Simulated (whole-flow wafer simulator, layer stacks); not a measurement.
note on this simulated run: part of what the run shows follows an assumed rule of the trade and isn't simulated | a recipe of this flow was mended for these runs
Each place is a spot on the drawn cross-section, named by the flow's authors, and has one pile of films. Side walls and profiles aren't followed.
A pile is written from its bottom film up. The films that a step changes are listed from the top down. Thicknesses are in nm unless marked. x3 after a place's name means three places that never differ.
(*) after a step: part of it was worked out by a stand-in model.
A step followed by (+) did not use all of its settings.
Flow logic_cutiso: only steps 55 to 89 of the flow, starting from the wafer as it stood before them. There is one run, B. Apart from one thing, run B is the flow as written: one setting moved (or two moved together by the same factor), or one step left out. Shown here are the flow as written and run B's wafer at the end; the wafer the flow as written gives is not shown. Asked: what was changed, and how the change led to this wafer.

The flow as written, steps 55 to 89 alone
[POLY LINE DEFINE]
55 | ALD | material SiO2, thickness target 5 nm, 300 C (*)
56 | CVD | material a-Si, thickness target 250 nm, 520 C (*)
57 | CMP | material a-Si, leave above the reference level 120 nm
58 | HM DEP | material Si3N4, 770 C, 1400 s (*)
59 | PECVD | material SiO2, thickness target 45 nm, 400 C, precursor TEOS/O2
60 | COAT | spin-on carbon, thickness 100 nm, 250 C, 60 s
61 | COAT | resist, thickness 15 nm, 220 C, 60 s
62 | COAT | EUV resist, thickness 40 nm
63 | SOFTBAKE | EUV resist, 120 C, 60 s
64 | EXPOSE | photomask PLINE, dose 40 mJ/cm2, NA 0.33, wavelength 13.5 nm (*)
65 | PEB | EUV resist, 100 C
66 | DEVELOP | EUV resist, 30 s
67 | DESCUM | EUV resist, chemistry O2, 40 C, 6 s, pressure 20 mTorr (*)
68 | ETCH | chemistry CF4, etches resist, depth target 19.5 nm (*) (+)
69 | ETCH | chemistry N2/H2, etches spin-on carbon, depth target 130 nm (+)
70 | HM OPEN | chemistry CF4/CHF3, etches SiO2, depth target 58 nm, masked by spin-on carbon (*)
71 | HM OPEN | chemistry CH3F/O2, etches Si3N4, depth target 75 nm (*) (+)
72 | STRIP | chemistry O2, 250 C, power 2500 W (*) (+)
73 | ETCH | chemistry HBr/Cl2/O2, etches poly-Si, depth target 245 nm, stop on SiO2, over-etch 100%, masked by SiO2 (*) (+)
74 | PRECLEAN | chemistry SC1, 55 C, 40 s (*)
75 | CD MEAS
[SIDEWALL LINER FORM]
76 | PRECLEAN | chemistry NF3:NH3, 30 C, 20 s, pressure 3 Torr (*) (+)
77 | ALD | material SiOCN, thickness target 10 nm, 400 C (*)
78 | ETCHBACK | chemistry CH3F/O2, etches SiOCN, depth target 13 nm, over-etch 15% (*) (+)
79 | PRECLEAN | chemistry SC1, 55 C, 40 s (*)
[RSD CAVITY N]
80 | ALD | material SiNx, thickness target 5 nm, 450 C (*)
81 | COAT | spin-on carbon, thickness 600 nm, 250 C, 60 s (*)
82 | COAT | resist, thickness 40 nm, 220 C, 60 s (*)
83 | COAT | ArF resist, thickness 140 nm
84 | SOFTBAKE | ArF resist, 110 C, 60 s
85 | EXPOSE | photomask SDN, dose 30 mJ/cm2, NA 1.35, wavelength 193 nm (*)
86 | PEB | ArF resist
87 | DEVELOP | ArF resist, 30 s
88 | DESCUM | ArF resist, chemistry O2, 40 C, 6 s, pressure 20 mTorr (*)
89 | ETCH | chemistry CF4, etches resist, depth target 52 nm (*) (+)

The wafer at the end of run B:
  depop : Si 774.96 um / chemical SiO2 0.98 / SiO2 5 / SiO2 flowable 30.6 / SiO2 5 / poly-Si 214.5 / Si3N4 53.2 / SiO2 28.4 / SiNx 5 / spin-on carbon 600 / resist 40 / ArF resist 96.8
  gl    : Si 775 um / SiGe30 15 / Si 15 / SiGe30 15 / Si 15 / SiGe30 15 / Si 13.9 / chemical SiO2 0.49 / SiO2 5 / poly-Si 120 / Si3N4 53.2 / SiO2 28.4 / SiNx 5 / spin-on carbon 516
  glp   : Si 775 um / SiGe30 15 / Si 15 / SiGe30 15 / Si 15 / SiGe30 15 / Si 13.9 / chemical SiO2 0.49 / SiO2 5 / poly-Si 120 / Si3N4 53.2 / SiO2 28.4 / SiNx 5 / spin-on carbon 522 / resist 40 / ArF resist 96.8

What caused this: step 58, HM DEP: 1064 s was run, while the flow as written has 1400 s.

The path from the change to this, step by step:
  58 | HM DEP | material Si3N4, 770 C, 1400 s (*)
      gl, glp, gxn and 11 more: +53.2 Si3N4 (new film), +120 poly-Si (new film), -120 a-Si (all of it) (it would be, as written: +70 Si3N4 (new film), +120 poly-Si (new film), -120 a-Si (all of it))
      depop, dpovl x3, gfld, gxf, iso, lnri: +53.2 Si3N4 (new film), +214.5 poly-Si (new film), -214.5 a-Si (all of it) (it would be, as written: +70 Si3N4 (new film), +214.5 poly-Si (new film), -214.5 a-Si (all of it))
  71 | HM OPEN | chemistry CH3F/O2, etches Si3N4, depth target 75 nm (*) (+)
      iso, lnr, lnri and 6 more: -38.4 Si3N4 (all of it), -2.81 poly-Si (it would be, as written: -55.2 Si3N4 (all of it), -1.52 poly-Si)
